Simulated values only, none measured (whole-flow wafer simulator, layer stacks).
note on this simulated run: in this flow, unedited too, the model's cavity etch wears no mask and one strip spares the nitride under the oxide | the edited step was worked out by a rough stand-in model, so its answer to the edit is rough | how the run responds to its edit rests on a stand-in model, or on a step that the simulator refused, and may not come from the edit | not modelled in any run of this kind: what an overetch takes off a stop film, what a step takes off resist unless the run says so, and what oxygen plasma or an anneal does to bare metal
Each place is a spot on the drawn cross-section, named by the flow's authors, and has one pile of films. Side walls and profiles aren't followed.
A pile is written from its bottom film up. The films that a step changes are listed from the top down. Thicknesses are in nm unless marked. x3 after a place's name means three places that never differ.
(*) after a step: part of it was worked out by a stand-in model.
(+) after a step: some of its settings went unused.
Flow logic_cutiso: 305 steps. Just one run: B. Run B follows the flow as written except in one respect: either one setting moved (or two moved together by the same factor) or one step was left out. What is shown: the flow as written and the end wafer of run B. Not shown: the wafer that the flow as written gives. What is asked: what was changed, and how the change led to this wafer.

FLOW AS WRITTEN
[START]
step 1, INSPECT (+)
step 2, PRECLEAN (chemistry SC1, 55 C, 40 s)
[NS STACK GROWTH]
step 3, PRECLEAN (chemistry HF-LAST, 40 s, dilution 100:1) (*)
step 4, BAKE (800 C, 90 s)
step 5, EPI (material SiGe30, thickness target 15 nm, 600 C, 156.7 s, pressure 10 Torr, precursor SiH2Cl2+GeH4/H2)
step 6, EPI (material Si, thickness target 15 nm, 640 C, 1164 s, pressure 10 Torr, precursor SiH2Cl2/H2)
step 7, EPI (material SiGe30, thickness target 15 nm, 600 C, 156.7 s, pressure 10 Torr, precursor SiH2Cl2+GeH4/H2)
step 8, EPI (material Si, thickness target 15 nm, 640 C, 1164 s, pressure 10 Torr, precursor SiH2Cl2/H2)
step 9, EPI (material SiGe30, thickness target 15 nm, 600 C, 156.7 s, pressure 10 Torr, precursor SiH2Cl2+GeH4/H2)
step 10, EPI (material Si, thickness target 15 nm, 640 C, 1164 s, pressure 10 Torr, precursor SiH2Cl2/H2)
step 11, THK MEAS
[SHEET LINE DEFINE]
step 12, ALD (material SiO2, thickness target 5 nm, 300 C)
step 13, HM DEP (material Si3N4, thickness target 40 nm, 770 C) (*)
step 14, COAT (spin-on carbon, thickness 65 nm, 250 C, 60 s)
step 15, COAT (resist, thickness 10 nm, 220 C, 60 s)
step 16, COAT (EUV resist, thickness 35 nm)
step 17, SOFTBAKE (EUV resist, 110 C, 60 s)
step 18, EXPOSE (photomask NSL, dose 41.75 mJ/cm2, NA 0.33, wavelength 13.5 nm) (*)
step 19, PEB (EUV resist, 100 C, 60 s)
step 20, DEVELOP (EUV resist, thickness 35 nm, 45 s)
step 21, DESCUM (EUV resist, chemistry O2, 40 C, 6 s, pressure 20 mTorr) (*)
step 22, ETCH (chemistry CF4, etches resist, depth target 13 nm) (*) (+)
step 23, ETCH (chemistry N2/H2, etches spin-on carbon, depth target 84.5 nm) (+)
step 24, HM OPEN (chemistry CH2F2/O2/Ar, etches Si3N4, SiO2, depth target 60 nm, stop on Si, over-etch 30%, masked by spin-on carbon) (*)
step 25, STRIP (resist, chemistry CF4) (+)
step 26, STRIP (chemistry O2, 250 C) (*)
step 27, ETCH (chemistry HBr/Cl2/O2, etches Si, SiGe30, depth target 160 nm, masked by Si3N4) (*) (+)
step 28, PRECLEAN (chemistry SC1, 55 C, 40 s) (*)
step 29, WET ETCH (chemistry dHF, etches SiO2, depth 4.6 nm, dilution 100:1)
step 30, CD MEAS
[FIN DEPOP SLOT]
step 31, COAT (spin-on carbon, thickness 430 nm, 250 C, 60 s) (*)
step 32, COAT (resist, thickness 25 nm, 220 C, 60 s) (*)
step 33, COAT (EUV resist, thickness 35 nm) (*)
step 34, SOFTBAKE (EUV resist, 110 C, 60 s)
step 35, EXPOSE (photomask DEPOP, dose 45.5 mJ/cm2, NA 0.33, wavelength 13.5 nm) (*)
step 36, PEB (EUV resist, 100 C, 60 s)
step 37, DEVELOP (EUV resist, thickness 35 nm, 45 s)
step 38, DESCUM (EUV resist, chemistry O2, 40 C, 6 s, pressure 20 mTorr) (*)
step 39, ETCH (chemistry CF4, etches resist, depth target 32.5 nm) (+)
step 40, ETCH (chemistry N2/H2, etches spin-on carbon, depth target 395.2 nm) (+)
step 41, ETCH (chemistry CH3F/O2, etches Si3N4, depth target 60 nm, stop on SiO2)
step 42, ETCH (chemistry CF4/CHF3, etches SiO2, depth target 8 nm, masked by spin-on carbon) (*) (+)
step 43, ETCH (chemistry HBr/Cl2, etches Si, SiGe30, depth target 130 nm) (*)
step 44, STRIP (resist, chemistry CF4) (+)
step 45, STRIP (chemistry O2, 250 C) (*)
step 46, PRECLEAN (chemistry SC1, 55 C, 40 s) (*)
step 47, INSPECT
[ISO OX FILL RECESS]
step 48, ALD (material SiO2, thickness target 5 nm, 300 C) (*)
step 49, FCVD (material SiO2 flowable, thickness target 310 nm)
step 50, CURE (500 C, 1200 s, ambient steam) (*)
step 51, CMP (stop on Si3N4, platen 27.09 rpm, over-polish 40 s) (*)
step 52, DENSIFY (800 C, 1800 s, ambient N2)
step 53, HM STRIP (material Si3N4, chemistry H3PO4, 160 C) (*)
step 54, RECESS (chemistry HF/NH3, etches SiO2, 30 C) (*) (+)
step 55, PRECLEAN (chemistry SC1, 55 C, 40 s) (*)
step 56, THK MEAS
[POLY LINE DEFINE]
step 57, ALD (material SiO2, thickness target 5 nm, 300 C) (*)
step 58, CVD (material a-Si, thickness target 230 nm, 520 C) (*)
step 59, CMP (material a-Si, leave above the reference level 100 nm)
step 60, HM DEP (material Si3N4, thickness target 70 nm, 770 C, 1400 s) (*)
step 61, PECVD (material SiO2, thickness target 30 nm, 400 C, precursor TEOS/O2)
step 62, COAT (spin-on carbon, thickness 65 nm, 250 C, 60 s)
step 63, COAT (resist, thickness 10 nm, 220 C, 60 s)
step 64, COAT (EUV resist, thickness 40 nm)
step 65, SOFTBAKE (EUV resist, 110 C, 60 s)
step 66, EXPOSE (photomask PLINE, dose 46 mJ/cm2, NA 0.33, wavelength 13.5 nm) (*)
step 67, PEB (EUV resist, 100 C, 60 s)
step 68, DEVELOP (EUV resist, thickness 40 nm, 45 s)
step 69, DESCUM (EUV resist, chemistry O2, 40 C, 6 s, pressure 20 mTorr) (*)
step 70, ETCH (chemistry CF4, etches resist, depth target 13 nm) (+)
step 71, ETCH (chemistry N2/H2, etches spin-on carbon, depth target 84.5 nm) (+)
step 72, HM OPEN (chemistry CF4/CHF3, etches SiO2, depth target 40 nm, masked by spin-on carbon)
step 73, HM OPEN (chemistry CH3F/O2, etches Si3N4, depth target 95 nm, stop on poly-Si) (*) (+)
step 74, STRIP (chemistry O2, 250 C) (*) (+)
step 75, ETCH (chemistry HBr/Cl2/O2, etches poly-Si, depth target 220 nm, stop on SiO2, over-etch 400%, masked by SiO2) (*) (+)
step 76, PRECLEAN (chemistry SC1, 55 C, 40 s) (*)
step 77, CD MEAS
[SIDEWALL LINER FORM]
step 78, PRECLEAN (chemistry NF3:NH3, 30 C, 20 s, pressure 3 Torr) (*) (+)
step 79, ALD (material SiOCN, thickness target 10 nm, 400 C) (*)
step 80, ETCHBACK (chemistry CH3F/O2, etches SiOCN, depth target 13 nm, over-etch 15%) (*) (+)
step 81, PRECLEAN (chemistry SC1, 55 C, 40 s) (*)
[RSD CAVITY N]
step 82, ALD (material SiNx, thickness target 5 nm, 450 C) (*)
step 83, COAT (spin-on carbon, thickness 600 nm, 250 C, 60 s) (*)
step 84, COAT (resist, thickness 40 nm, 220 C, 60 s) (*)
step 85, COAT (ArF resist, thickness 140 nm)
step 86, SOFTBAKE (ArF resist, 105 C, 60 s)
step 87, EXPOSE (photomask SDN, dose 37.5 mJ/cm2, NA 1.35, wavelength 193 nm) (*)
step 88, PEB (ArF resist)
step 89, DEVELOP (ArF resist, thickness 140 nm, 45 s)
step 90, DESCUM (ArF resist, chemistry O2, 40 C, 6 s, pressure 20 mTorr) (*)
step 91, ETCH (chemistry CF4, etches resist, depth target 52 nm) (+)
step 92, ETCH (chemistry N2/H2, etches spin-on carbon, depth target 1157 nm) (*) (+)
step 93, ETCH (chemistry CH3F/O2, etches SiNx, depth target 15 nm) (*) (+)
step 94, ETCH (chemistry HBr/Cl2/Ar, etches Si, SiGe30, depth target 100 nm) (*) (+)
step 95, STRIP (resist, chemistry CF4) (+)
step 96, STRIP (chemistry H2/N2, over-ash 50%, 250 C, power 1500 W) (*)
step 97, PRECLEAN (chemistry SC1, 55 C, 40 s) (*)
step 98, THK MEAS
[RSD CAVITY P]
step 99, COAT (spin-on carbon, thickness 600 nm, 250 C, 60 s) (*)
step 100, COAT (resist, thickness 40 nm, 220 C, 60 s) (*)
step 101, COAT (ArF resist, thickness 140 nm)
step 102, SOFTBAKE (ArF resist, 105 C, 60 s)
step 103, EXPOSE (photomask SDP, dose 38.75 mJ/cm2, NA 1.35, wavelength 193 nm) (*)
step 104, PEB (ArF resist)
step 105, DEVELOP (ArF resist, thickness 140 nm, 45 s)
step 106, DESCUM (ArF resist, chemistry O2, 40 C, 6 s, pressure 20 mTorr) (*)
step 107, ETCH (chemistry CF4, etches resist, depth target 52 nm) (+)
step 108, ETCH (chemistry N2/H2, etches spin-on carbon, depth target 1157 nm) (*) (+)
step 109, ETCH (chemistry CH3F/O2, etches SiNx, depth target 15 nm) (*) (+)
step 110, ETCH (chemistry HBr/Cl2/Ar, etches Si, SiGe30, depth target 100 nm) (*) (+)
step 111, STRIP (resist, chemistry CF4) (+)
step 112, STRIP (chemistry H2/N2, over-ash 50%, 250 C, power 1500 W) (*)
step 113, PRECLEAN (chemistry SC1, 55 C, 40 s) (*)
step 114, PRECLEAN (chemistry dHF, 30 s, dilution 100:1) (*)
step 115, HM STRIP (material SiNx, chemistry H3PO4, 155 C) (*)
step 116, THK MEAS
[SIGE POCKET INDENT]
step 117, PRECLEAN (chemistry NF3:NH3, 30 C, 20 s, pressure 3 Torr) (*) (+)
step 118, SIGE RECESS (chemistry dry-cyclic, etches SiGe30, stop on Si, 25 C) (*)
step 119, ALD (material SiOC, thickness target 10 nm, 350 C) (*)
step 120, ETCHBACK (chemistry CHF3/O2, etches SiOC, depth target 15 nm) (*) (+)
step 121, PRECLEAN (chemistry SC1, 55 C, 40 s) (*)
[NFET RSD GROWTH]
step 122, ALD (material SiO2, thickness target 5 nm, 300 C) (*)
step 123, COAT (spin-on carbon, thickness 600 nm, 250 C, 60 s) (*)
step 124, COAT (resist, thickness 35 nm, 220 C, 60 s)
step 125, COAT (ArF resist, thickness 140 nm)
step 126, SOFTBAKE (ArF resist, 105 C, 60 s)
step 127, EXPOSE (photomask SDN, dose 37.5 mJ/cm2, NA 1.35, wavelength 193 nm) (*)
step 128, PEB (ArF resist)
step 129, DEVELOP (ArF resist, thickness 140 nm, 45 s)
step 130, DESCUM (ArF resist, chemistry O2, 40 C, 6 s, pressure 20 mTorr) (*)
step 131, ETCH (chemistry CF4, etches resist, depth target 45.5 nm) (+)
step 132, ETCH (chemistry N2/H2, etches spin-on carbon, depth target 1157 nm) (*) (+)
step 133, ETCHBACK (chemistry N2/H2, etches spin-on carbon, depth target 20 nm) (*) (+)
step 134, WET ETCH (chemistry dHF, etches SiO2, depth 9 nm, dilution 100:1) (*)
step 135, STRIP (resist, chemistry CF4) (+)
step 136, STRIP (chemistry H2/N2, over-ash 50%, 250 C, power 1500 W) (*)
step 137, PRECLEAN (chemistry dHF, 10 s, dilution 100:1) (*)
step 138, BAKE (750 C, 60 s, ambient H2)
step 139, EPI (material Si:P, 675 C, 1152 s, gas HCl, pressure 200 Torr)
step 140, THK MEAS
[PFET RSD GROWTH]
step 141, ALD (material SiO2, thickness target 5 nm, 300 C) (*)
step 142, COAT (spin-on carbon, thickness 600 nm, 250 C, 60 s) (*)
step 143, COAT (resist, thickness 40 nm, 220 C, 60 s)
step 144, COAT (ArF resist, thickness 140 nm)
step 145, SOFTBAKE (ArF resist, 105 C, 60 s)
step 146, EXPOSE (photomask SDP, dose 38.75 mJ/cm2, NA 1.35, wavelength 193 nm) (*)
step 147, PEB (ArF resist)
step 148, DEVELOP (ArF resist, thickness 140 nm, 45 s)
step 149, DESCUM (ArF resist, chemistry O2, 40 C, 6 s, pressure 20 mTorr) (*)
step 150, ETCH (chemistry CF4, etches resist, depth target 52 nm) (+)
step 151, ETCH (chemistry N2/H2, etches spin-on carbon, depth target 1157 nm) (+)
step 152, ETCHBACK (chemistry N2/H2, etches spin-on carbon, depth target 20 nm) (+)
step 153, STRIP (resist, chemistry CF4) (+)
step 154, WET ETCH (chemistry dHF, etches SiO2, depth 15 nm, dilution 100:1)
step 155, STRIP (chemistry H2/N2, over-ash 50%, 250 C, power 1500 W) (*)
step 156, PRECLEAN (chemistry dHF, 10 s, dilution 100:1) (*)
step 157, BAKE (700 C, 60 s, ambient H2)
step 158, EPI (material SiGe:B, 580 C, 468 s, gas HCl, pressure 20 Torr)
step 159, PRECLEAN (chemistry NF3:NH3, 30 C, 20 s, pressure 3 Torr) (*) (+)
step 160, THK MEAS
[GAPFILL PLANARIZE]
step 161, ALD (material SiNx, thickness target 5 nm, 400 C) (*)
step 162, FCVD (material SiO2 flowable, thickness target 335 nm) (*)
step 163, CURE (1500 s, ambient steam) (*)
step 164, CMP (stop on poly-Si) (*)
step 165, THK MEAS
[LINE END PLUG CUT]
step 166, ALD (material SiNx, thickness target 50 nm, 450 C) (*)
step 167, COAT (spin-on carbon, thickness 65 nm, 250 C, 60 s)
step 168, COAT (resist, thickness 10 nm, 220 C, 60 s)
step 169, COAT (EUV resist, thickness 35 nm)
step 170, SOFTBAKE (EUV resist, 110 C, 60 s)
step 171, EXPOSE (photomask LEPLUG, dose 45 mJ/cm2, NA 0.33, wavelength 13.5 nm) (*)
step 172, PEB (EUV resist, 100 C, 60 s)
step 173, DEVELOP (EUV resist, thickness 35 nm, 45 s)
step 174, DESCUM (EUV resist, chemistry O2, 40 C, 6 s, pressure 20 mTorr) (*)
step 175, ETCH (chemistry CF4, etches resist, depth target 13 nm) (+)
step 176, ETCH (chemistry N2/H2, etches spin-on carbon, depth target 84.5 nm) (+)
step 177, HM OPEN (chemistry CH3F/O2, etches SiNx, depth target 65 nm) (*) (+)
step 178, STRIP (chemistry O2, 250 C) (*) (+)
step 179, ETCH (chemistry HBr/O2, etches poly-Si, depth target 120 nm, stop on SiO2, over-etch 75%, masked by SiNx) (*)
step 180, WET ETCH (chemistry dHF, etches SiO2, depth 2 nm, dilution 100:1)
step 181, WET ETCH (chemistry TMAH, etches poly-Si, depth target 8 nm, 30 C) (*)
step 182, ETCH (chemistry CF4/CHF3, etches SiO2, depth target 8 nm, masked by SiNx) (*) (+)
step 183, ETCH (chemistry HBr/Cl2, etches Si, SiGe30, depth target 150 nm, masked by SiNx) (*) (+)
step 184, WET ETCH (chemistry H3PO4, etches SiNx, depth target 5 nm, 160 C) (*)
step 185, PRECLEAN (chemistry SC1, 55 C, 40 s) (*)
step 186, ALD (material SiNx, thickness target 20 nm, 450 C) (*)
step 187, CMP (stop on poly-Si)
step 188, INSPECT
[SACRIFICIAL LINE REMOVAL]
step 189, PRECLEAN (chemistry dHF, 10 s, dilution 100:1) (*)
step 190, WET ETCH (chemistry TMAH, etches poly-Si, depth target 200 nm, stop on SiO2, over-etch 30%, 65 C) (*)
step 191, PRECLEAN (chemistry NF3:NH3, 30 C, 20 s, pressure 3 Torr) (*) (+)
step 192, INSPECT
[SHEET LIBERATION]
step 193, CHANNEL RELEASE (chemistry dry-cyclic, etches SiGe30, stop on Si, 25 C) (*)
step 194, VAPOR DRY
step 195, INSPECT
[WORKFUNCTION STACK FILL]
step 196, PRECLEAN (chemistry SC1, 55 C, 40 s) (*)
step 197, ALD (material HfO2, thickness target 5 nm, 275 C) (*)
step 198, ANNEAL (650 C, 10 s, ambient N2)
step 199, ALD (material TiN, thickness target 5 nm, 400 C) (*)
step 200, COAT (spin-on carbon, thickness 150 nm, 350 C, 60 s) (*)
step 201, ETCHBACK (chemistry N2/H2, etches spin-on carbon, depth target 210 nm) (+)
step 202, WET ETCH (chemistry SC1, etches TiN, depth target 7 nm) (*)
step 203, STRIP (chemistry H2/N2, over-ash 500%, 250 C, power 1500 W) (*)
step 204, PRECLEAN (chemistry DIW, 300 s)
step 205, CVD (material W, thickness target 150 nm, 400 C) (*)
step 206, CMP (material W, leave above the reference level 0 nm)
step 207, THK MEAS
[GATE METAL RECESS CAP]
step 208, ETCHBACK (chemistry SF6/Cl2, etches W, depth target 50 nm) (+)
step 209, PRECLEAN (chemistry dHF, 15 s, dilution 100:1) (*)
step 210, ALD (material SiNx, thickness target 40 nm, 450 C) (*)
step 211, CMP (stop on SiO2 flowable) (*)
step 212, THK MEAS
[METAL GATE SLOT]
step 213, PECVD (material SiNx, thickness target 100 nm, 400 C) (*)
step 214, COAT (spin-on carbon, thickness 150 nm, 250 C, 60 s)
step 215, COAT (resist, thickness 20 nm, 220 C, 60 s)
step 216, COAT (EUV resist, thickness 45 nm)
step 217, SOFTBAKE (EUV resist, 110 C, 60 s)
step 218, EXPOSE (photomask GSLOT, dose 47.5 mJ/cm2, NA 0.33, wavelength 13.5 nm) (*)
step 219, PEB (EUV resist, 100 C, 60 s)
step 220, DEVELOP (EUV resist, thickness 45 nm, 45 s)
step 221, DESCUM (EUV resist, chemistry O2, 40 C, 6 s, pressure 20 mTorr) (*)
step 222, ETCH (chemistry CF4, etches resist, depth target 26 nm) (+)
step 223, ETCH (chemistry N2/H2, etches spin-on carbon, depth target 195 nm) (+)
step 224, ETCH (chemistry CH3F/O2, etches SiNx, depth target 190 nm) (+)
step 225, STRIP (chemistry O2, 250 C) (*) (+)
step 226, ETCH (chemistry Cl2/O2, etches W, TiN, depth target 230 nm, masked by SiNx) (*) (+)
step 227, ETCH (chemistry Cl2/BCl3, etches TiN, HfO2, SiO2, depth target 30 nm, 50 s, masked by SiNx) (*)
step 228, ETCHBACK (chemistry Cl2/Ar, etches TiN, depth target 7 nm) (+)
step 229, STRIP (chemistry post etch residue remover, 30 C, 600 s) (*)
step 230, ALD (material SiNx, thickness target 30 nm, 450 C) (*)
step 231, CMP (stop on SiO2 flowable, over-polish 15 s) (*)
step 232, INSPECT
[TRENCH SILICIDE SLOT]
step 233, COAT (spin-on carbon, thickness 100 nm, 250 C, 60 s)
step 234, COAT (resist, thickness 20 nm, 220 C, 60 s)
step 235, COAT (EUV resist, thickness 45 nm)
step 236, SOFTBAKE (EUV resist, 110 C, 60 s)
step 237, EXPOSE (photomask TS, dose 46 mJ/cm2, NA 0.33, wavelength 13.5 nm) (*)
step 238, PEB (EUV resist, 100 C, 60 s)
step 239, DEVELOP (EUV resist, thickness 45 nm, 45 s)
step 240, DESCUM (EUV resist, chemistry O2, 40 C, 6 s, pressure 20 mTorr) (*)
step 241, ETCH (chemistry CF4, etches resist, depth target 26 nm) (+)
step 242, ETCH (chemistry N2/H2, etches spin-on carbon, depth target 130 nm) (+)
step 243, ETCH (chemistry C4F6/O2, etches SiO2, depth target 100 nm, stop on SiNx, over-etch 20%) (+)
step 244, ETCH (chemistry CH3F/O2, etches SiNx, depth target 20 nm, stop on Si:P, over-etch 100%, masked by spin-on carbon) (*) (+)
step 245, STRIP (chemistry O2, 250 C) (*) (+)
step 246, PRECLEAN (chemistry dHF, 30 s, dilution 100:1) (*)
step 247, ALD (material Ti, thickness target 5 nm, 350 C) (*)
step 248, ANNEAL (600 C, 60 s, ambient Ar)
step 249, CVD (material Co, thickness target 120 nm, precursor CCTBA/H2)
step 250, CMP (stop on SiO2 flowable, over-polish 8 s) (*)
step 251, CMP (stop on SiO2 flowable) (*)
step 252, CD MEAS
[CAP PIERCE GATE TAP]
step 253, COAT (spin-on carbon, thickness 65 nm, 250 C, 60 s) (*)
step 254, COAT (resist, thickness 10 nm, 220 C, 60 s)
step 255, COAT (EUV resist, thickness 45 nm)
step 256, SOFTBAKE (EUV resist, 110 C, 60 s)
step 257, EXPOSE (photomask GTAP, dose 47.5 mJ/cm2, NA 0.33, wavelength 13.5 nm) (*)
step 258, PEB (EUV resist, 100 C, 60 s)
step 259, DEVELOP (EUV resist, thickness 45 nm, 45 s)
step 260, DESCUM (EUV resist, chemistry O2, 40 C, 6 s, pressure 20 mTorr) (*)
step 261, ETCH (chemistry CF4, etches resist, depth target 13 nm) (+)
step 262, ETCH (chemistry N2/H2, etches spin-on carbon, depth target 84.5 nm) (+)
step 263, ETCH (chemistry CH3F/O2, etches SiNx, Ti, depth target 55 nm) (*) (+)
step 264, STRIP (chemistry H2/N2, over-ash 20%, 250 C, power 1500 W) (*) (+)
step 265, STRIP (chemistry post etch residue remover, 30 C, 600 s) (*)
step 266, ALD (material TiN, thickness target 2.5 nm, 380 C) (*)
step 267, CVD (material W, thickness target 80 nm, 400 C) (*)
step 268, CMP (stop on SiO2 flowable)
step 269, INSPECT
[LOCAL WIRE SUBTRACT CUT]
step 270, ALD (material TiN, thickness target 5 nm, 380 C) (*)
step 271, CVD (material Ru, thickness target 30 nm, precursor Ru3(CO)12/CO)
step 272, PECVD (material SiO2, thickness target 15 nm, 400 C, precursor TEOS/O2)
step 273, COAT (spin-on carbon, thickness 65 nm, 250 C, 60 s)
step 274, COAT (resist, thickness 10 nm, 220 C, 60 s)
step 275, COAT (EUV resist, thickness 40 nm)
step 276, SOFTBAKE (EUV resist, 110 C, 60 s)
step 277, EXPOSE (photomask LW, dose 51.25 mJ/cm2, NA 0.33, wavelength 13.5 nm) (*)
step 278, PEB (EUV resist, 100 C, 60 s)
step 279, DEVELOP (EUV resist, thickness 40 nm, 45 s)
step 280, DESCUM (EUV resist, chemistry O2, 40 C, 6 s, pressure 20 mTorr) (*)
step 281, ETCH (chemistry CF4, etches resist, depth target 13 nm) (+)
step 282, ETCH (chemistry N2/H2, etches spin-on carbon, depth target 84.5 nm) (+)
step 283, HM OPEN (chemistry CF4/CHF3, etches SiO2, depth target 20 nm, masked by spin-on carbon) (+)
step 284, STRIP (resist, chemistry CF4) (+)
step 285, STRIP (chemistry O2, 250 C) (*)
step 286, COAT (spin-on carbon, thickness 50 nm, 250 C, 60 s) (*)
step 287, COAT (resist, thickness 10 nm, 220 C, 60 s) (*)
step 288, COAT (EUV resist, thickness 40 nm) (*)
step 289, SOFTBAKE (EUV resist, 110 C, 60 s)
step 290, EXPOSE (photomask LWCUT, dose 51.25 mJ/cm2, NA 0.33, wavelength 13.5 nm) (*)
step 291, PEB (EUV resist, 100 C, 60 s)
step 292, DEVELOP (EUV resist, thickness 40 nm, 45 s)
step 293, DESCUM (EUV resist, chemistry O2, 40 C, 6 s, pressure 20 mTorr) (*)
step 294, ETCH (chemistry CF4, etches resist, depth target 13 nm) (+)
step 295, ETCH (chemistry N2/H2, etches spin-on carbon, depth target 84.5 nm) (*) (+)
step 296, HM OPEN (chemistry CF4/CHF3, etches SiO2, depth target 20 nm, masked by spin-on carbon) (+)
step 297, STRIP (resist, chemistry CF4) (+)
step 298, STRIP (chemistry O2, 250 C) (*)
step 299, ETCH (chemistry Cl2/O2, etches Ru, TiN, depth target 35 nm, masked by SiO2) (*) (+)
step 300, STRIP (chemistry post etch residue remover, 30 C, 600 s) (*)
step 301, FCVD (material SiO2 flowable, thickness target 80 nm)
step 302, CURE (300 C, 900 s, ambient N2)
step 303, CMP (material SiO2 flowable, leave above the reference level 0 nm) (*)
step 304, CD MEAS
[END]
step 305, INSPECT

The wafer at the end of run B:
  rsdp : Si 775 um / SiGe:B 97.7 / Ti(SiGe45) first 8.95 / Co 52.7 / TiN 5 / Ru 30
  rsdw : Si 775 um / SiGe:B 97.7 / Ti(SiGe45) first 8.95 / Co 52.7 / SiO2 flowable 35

What caused this: step 110, ETCH: depth target 75 nm was run, whereas the flow has depth target 100 nm.

The path from the change to this, step by step:
  step 110, ETCH (chemistry HBr/Cl2/Ar, etches Si, SiGe30, depth target 100 nm) (*) (+)
      rsdp, rsdw: chemical SiO2 loses 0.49 (all of it), Si loses 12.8 (all of it), SiGe30 loses 15 (all of it), Si loses 15 (all of it), SiGe30 loses 15 (all of it), Si loses 15 (all of it), SiGe30 loses 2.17 (as written it would have been: chemical SiO2 loses 0.49 (all of it), Si loses 12.8 (all of it), SiGe30 loses 15 (all of it), Si loses 15 (all of it), SiGe30 loses 15 (all of it), Si loses 15 (all of it), SiGe30 loses 15 (all of it), Si loses 12.2)
  step 115, HM STRIP (material SiNx, chemistry H3PO4, 155 C) (*)
      rsdp, rsdw: chemical SiO2 gains 0.5 (new film), SiGe30 loses 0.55 (as written it would have been: chemical SiO2 gains 0.5 (new film), Si loses 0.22)
  step 118, SIGE RECESS (chemistry dry-cyclic, etches SiGe30, stop on Si, 25 C) (*)
      rsdp, rsdw: SiGe30 loses 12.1 (all of it) (as written it would have been: nothing)
  step 158, EPI (material SiGe:B, 580 C, 468 s, gas HCl, pressure 20 Torr)
      rsdp, rsdw: SiGe:B gains 104.2 (new film) (as written it would have been: SiGe:B gains 116.8 (new film))
